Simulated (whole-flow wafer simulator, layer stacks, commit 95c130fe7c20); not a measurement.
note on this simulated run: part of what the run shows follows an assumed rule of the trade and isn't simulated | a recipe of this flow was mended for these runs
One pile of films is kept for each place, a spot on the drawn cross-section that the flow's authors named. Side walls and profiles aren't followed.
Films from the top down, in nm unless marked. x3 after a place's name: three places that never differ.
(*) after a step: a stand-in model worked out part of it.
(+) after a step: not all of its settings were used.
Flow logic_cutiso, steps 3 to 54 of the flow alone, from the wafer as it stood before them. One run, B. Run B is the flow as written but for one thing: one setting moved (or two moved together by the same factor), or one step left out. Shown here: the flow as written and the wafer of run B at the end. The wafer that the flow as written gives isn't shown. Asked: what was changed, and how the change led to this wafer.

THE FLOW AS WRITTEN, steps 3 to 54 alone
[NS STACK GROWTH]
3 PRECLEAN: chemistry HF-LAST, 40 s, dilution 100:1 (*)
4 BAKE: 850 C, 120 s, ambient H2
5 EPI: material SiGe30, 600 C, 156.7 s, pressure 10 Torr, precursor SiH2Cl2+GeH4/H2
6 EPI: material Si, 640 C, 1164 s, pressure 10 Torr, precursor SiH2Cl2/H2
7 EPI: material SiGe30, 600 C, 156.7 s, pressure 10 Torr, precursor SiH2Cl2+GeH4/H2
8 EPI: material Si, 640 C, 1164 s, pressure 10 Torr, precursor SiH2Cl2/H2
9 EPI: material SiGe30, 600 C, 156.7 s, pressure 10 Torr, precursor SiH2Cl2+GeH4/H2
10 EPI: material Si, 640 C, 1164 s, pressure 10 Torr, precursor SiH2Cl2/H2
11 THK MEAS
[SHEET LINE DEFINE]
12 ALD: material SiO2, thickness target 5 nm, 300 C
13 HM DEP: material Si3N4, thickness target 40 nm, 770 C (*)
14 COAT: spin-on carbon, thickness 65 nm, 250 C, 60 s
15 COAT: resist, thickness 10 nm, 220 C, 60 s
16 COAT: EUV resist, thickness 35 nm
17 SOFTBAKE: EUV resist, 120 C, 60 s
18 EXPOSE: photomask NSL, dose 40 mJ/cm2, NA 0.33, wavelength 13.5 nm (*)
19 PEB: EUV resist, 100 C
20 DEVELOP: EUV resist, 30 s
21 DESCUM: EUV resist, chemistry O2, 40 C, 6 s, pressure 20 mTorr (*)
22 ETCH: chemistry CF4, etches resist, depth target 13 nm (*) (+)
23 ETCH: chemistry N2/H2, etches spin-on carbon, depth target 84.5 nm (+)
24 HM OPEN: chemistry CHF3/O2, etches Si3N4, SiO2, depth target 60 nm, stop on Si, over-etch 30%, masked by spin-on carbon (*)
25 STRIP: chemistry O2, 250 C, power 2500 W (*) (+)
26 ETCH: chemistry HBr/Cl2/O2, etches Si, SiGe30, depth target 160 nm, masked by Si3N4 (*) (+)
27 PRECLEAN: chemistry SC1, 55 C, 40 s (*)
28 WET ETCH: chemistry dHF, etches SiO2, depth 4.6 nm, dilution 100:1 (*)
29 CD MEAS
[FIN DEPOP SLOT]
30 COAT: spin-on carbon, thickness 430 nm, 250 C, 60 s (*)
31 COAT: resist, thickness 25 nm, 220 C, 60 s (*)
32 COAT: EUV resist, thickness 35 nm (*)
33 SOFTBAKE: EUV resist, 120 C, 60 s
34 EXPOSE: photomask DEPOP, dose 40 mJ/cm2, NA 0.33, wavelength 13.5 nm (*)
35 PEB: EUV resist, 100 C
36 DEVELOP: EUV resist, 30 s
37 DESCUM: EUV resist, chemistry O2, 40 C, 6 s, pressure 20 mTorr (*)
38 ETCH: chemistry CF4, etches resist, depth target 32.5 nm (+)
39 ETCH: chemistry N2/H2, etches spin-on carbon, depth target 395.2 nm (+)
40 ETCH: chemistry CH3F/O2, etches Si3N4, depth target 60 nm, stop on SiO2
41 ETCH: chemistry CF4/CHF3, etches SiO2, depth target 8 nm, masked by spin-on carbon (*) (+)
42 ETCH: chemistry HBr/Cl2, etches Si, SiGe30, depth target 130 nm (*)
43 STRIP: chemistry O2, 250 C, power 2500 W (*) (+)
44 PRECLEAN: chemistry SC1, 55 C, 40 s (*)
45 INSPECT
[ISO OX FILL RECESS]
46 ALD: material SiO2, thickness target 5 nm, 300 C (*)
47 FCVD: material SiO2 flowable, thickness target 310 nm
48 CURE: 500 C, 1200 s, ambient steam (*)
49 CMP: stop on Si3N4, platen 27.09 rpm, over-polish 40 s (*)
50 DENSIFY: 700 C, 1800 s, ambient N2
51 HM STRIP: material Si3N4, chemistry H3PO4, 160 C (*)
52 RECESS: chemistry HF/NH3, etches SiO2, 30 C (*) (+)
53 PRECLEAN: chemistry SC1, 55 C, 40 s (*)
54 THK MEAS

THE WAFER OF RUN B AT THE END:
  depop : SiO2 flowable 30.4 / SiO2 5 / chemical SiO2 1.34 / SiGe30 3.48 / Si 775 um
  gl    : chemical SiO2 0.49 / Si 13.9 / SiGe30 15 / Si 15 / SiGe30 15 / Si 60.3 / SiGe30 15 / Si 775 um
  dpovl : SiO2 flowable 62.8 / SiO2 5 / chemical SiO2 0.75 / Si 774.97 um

The cause: step 6, EPI: 675 C was run, where the flow has 640 C.

How the change led to this, step by step:
  6 EPI: material Si, 640 C, 1164 s, pressure 10 Torr, precursor SiH2Cl2/H2
      depop, dpovl, gfld and 19 more: Si +60.3 (new film) (as written it would be: Si +15 (new film))
  26 ETCH: chemistry HBr/Cl2/O2, etches Si, SiGe30, depth target 160 nm, masked by Si3N4 (*) (+)
      dpovl, gfld, gxf, iso, isow, lnri, nsgap: chemical SiO2 -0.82 (all of it), Si -12 (all of it), SiGe30 -15 (all of it), Si -15 (all of it), SiGe30 -15 (all of it), Si -60.3 (all of it), SiGe30 -15 (all of it), Si -27.7 (as written it would be: chemical SiO2 -0.82 (all of it), Si -12 (all of it), SiGe30 -15 (all of it), Si -15 (all of it), SiGe30 -15 (all of it), Si -15 (all of it), SiGe30 -15 (all of it), Si -73)
  42 ETCH: chemistry HBr/Cl2, etches Si, SiGe30, depth target 130 nm (*)
      depop: Si -13.8 (all of it), SiGe30 -15 (all of it), Si -15 (all of it), SiGe30 -15 (all of it), Si -60.3 (all of it), SiGe30 -10.9 (as written it would be: Si -13.8 (all of it), SiGe30 -15 (all of it), Si -15 (all of it), SiGe30 -15 (all of it), Si -15 (all of it), SiGe30 -15 (all of it), Si -41.2)
  43 STRIP: chemistry O2, 250 C, power 2500 W (*) (+)
      depop: chemical SiO2 +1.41 (new film), SiGe30 -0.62 (as written it would be: chemical SiO2 +1.04 (new film), Si -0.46)
